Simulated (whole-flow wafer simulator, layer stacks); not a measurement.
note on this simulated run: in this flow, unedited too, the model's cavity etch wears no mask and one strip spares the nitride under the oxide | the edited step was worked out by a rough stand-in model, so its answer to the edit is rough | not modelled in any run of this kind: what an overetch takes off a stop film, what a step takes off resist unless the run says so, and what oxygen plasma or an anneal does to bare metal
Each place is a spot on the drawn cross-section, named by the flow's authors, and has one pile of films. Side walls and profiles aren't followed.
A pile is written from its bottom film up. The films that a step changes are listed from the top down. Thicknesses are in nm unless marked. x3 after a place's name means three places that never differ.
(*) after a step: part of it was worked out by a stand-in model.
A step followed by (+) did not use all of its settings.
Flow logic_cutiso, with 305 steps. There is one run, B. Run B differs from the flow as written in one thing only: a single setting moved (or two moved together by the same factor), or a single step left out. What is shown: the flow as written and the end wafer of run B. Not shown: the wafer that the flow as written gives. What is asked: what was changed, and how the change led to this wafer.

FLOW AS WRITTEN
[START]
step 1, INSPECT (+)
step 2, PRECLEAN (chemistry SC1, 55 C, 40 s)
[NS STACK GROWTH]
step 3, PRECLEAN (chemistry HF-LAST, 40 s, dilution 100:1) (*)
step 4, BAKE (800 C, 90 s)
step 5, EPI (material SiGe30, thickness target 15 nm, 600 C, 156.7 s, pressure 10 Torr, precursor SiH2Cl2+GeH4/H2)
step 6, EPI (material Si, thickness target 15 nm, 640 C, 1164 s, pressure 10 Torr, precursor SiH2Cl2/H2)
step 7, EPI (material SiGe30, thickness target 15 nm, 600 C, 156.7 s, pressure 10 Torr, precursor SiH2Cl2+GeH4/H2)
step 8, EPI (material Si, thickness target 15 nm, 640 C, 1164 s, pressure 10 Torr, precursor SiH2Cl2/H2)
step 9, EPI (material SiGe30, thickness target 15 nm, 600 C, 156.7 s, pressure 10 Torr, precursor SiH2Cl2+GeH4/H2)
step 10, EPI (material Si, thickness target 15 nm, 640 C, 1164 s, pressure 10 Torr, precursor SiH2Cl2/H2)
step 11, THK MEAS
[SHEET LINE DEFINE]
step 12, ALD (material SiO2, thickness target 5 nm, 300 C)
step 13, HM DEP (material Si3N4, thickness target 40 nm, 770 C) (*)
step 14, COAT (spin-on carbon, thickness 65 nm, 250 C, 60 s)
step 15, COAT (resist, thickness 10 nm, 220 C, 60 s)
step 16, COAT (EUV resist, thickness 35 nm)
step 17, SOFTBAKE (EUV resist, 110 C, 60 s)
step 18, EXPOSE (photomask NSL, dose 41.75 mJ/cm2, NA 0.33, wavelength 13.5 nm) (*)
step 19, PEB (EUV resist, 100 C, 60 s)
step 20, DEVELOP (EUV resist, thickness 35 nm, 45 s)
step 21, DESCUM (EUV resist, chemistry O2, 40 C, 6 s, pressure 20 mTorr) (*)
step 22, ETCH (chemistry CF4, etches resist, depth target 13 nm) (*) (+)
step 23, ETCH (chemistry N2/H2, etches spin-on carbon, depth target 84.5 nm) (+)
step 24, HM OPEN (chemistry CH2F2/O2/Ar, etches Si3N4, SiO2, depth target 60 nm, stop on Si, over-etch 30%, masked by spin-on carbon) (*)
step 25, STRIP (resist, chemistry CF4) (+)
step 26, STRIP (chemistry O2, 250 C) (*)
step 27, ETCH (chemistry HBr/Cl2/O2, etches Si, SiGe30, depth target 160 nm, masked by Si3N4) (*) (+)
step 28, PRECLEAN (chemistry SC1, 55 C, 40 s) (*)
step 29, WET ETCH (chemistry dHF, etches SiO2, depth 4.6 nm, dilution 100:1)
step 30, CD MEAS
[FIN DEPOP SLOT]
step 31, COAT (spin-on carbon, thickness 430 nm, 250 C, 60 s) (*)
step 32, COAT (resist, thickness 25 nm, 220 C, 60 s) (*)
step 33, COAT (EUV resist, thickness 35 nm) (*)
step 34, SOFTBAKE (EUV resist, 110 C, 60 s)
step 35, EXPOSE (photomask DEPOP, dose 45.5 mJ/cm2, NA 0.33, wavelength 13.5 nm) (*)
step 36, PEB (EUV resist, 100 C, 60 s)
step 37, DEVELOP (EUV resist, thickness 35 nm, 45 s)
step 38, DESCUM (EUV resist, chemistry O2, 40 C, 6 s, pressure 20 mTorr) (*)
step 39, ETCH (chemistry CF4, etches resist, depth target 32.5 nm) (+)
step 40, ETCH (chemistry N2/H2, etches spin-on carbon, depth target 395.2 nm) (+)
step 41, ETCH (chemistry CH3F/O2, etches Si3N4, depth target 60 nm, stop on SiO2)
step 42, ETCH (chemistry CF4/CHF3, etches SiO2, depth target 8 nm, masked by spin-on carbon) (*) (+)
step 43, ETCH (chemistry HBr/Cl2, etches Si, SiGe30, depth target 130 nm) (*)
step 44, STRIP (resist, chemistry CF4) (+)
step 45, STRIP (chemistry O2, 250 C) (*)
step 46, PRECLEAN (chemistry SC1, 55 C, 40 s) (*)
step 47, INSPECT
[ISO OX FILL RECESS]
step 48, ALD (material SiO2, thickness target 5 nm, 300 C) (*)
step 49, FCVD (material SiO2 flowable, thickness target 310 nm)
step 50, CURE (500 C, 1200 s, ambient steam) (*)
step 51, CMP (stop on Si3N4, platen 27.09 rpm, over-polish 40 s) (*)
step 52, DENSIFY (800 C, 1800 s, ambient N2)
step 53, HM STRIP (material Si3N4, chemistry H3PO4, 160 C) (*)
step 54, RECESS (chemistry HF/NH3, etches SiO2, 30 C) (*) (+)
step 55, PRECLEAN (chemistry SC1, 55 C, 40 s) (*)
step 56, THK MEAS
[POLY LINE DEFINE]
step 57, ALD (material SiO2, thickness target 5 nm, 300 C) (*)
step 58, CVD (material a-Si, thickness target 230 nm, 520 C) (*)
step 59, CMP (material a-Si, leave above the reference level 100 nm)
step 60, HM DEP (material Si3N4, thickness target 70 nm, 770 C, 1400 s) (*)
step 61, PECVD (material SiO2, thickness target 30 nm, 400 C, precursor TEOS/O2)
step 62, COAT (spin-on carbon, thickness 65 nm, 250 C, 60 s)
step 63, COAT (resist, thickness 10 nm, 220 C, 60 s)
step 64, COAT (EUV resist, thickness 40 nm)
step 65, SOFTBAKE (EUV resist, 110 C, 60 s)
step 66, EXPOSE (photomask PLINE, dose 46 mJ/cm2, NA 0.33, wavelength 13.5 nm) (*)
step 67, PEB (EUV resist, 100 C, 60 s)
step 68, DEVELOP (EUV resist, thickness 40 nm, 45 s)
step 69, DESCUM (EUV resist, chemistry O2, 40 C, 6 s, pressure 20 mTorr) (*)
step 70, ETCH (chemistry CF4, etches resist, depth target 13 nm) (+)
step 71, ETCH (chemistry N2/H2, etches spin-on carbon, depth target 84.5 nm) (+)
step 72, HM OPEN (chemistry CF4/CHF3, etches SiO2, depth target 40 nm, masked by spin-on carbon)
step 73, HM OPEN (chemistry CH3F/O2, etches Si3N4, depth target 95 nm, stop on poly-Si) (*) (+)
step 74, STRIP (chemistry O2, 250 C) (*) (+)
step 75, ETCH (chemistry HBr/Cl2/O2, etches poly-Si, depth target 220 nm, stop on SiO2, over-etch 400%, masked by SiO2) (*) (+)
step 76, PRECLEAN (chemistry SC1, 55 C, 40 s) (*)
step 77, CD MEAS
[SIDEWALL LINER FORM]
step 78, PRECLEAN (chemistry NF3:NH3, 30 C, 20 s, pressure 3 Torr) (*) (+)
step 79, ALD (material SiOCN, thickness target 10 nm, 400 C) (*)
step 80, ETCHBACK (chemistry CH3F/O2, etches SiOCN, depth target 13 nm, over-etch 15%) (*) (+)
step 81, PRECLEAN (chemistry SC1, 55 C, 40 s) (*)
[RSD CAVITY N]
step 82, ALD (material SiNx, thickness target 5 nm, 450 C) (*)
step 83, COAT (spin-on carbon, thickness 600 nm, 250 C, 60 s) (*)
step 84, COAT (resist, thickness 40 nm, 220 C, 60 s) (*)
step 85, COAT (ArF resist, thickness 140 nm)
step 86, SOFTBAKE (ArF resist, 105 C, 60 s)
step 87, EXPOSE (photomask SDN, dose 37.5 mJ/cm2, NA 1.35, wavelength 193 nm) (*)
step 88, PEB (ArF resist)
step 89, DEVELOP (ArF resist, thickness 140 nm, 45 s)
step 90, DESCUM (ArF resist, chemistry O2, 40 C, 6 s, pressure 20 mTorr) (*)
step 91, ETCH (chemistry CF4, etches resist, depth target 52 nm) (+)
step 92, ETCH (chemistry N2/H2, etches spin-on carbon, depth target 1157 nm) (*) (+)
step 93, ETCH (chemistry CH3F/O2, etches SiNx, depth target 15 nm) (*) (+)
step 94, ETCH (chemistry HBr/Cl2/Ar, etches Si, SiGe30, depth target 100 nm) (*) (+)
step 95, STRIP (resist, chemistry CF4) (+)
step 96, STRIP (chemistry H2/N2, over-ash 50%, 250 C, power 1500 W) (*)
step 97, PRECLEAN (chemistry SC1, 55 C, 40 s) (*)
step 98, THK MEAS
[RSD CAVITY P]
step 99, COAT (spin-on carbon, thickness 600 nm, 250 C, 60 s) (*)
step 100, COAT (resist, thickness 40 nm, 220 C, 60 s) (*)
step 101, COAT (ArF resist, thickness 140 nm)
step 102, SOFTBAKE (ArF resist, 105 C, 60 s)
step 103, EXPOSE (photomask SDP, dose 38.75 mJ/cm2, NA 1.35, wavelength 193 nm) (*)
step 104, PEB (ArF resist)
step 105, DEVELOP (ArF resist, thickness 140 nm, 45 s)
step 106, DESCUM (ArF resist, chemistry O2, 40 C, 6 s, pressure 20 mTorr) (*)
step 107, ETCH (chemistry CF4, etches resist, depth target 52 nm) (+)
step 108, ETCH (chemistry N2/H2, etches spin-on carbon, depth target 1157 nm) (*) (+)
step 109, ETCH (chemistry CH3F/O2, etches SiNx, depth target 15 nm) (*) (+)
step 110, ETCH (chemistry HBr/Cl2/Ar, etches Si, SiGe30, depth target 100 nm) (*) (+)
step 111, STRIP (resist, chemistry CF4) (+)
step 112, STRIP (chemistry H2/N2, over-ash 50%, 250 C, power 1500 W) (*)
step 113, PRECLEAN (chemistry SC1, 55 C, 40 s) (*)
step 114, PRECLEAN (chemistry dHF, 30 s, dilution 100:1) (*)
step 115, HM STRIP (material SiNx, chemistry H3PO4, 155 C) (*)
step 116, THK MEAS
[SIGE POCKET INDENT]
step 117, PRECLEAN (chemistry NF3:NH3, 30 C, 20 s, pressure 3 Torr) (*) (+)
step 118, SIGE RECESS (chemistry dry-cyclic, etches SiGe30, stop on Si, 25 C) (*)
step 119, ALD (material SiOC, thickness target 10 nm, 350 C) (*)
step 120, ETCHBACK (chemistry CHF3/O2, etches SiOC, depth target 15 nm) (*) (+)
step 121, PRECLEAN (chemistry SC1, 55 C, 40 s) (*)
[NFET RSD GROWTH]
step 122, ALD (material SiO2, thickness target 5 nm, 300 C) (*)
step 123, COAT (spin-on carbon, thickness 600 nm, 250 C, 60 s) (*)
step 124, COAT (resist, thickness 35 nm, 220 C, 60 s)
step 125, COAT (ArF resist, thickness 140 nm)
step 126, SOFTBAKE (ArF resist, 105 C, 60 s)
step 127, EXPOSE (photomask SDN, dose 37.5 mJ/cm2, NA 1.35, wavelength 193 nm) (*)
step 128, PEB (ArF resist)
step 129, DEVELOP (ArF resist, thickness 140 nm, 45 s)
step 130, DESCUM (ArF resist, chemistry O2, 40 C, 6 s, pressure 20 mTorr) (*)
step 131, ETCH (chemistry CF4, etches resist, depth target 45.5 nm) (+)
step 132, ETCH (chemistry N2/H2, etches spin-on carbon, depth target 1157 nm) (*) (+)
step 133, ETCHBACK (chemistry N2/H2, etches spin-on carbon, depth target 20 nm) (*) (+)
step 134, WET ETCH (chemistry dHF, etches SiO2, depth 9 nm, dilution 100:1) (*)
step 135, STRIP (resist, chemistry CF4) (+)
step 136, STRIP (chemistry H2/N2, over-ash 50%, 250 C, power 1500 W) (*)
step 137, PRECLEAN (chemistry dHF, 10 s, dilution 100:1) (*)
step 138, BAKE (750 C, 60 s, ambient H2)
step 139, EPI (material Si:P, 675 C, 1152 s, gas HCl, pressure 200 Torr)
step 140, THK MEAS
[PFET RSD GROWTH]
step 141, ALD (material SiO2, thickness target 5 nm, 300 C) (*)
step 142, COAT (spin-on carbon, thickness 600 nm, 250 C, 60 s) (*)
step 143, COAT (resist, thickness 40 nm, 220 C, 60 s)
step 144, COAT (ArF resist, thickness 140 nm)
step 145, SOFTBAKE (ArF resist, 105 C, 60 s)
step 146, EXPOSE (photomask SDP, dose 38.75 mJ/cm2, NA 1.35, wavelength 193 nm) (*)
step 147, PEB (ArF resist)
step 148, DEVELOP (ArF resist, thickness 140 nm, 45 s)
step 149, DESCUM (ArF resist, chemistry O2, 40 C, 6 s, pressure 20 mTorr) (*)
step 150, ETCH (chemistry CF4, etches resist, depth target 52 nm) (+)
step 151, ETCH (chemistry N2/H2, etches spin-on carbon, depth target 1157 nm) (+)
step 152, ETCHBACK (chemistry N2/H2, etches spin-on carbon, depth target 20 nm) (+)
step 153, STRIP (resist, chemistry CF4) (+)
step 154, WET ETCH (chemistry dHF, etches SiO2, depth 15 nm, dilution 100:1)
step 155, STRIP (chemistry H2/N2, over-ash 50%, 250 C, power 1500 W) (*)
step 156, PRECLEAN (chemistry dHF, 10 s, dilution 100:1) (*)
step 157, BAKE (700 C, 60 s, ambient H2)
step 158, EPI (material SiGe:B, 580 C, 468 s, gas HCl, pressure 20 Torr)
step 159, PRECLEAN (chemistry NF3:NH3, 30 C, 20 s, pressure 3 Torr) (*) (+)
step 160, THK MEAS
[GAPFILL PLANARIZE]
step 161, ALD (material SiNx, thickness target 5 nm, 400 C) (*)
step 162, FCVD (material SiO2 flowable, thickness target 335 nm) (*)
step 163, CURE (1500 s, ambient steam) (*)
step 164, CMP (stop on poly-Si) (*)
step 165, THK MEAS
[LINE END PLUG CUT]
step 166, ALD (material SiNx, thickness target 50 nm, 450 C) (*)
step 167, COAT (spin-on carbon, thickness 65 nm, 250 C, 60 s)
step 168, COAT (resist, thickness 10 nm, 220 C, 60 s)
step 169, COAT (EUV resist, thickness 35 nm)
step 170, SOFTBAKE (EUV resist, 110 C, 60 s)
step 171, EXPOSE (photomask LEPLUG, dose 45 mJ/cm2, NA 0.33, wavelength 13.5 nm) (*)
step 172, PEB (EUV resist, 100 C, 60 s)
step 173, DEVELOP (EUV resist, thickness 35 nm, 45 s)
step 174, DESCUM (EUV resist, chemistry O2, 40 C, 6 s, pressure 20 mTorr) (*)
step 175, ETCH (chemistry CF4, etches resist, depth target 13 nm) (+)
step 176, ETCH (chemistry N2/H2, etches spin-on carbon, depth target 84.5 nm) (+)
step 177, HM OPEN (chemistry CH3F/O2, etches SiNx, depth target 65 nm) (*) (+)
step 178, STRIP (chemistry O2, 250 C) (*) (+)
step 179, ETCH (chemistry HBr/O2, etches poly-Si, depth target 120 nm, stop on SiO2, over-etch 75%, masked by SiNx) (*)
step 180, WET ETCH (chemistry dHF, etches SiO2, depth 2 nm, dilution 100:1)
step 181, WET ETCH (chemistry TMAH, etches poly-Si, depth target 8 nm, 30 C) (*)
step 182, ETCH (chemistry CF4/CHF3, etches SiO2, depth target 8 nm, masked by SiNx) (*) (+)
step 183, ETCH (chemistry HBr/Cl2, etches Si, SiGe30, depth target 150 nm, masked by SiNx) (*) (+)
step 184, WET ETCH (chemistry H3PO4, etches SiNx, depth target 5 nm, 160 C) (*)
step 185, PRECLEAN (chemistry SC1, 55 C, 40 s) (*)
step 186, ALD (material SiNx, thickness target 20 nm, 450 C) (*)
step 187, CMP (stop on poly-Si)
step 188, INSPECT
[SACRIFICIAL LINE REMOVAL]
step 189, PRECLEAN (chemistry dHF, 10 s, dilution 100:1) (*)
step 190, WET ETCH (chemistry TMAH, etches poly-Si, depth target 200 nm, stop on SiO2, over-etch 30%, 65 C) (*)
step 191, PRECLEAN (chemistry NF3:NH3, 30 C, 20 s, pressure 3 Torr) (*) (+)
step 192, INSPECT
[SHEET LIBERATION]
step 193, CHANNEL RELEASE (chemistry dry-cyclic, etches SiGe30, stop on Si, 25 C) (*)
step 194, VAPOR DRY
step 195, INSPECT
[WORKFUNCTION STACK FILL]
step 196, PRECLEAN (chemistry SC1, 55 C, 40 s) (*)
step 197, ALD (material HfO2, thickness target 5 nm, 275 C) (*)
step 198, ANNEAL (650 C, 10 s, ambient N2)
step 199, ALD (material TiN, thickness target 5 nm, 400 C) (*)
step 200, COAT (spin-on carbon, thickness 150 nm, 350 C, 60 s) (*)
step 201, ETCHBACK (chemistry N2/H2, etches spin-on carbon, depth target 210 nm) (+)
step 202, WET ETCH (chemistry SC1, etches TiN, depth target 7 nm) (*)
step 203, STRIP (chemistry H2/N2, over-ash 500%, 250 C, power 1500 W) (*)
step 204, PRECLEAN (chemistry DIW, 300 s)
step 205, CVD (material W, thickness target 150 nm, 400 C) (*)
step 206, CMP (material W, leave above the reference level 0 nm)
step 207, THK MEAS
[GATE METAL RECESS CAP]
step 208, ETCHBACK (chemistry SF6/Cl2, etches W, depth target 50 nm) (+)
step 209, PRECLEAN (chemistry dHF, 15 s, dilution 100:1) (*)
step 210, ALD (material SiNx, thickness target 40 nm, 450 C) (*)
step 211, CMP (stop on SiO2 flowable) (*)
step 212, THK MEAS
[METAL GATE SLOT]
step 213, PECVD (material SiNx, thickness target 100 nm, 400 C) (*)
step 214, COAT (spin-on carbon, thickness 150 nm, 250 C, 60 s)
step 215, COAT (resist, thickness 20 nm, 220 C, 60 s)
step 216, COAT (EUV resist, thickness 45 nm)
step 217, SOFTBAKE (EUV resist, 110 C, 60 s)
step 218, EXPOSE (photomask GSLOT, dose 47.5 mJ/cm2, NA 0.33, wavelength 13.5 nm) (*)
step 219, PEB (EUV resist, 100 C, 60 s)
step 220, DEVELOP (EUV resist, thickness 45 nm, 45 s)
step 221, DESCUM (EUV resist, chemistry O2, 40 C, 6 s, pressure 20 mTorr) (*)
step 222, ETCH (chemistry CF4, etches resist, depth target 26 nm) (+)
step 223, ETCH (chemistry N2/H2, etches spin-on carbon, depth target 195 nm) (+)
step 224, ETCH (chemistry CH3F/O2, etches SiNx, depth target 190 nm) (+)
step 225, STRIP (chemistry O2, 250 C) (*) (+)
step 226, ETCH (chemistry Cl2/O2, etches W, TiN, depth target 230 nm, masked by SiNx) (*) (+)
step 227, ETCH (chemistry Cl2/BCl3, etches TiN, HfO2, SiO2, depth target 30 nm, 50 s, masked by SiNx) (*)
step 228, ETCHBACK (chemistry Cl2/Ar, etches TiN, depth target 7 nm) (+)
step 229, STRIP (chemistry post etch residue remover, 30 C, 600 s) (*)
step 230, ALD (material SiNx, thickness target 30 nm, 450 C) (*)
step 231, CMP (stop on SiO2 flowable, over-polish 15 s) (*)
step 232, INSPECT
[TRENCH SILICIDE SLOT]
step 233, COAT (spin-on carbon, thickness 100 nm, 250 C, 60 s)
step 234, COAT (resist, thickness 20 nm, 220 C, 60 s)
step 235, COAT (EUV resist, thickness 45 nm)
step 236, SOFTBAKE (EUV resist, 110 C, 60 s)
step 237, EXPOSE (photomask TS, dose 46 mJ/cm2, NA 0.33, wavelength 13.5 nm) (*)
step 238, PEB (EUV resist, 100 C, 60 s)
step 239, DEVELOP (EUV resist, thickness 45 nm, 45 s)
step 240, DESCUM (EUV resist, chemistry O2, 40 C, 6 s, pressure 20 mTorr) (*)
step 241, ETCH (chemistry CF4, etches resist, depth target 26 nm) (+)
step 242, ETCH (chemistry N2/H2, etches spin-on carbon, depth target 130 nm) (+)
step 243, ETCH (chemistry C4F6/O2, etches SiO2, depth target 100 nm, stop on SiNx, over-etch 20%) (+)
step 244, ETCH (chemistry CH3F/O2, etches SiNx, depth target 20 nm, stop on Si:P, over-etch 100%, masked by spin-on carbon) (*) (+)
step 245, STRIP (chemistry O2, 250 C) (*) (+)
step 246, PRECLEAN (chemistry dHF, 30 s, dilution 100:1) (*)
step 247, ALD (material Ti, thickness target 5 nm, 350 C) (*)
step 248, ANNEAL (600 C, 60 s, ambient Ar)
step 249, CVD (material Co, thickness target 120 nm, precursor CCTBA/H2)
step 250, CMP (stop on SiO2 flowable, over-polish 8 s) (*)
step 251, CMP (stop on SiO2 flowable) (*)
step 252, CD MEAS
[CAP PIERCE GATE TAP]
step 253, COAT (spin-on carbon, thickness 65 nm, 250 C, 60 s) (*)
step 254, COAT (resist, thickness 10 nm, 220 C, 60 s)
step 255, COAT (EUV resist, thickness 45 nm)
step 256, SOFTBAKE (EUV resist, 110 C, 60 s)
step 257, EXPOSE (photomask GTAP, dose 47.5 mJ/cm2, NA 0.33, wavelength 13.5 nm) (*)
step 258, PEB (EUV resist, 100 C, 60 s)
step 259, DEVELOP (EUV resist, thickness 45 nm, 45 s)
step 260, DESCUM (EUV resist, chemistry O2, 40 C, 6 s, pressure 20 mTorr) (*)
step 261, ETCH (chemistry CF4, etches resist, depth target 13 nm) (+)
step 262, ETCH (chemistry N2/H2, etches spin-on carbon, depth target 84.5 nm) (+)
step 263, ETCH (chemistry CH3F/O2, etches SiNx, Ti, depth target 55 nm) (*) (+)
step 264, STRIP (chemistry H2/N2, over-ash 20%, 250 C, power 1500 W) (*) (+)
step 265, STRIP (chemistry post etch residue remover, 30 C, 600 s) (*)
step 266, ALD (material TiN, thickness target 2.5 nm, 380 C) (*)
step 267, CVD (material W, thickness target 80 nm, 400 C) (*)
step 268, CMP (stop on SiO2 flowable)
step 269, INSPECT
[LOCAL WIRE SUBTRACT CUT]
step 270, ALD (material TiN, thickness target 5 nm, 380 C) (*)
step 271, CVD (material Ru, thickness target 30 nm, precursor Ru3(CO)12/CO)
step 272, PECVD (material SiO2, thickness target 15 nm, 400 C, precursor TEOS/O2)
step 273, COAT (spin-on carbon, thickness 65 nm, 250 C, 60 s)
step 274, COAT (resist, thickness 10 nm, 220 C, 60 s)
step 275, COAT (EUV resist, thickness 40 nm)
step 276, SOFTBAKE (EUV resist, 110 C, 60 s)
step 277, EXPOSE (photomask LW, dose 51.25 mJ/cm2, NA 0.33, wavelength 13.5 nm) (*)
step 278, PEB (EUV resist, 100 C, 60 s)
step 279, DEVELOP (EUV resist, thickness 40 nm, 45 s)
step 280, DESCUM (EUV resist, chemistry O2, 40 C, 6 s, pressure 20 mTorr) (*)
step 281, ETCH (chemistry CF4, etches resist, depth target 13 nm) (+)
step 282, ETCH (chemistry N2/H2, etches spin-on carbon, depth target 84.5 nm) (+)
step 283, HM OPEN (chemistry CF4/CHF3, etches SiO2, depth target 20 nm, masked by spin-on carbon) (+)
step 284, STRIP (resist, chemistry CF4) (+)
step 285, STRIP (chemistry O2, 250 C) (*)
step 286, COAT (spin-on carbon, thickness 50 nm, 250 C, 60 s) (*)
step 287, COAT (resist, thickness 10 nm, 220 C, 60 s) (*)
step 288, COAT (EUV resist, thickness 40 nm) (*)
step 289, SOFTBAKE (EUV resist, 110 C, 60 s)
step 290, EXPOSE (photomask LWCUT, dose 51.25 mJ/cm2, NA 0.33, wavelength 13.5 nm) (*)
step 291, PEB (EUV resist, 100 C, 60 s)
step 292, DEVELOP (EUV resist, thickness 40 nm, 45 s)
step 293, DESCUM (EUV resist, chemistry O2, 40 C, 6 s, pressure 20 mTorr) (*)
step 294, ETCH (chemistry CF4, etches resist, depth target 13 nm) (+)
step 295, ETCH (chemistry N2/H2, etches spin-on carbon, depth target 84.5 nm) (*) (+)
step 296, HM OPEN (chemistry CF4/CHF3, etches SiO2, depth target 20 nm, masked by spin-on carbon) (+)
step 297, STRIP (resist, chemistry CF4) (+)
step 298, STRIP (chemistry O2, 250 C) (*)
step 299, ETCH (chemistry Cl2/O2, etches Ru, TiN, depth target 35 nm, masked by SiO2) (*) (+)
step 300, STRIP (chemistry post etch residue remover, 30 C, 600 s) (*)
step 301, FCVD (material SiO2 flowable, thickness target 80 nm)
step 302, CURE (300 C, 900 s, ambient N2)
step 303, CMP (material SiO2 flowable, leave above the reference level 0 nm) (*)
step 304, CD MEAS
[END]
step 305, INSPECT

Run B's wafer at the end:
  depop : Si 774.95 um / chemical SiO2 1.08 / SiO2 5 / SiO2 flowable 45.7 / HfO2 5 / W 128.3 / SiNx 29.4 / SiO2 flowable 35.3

The reason: step 43, ETCH: depth target 143 nm was run, while the flow as written has depth target 130 nm.

Step by step, how the change led to this:
  step 43, ETCH (chemistry HBr/Cl2, etches Si, SiGe30, depth target 130 nm) (*)
      dpovl, gl, glp and 16 more: spin-on carbon loses 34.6 (as written it would have been: spin-on carbon loses 32)
      depop: Si loses 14 (all of it), SiGe30 loses 15 (all of it), Si loses 15 (all of it), SiGe30 loses 15 (all of it), Si loses 15 (all of it), SiGe30 loses 15 (all of it), Si loses 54 (as written it would have been: Si loses 14 (all of it), SiGe30 loses 15 (all of it), Si loses 15 (all of it), SiGe30 loses 15 (all of it), Si loses 15 (all of it), SiGe30 loses 15 (all of it), Si loses 41)
      (also at 2 further places)
  step 45, STRIP (chemistry O2, 250 C) (*)
      dpovl: chemical SiO2 gains 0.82 (new film), spin-on carbon loses 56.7 (all of it), Si loses 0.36 (as written it would have been: chemical SiO2 gains 0.82 (new film), spin-on carbon loses 59.3 (all of it), Si loses 0.36)
  step 49, FCVD (material SiO2 flowable, thickness target 310 nm)
      depop: SiO2 flowable gains 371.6 (new film) (as written it would have been: SiO2 flowable gains 359.9 (new film))
